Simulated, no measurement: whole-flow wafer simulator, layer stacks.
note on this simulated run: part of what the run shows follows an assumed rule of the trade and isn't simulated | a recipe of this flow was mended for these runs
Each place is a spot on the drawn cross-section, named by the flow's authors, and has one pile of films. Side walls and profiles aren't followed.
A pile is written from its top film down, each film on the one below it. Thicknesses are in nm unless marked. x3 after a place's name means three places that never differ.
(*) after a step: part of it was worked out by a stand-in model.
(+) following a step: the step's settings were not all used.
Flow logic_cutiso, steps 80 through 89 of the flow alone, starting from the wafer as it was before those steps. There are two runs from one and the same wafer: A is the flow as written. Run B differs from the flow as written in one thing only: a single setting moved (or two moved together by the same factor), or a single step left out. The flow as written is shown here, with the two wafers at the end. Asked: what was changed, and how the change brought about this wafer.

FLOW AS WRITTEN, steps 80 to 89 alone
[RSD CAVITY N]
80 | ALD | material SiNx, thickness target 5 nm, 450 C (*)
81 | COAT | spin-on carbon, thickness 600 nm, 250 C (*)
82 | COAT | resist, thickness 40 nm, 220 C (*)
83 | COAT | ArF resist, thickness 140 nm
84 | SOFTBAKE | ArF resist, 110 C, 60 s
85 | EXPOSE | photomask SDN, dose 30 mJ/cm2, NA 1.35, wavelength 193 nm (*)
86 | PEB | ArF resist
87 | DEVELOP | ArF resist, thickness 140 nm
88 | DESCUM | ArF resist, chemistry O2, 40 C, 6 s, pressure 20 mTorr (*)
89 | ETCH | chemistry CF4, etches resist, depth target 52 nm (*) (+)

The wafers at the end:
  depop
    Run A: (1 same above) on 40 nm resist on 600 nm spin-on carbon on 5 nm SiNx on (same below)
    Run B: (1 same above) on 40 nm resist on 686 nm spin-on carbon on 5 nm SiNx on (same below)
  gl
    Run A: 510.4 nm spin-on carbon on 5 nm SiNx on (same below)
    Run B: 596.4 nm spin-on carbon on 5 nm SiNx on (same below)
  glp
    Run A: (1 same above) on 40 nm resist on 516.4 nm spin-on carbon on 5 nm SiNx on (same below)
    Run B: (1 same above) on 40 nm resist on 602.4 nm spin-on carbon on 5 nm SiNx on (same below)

What caused this: step 81, COAT: thickness 686 nm was run, though the flow has thickness 600 nm.
One can read it off the wafer: depop has spin-on carbon 686, and step 81 as written asks for 600 nm.

How this came from the change, step by step:
  81 | COAT | spin-on carbon, thickness 600 nm, 250 C (*)
      depop, dpovl x3, ns: A spin-on carbon gains 600 (new film) | B spin-on carbon gains 686 (new film)
      gfld, gxf, gxn, gxp: A spin-on carbon gains 516.3 (new film) | B spin-on carbon gains 602.3 (new film)
      (as well as at 13 more places)
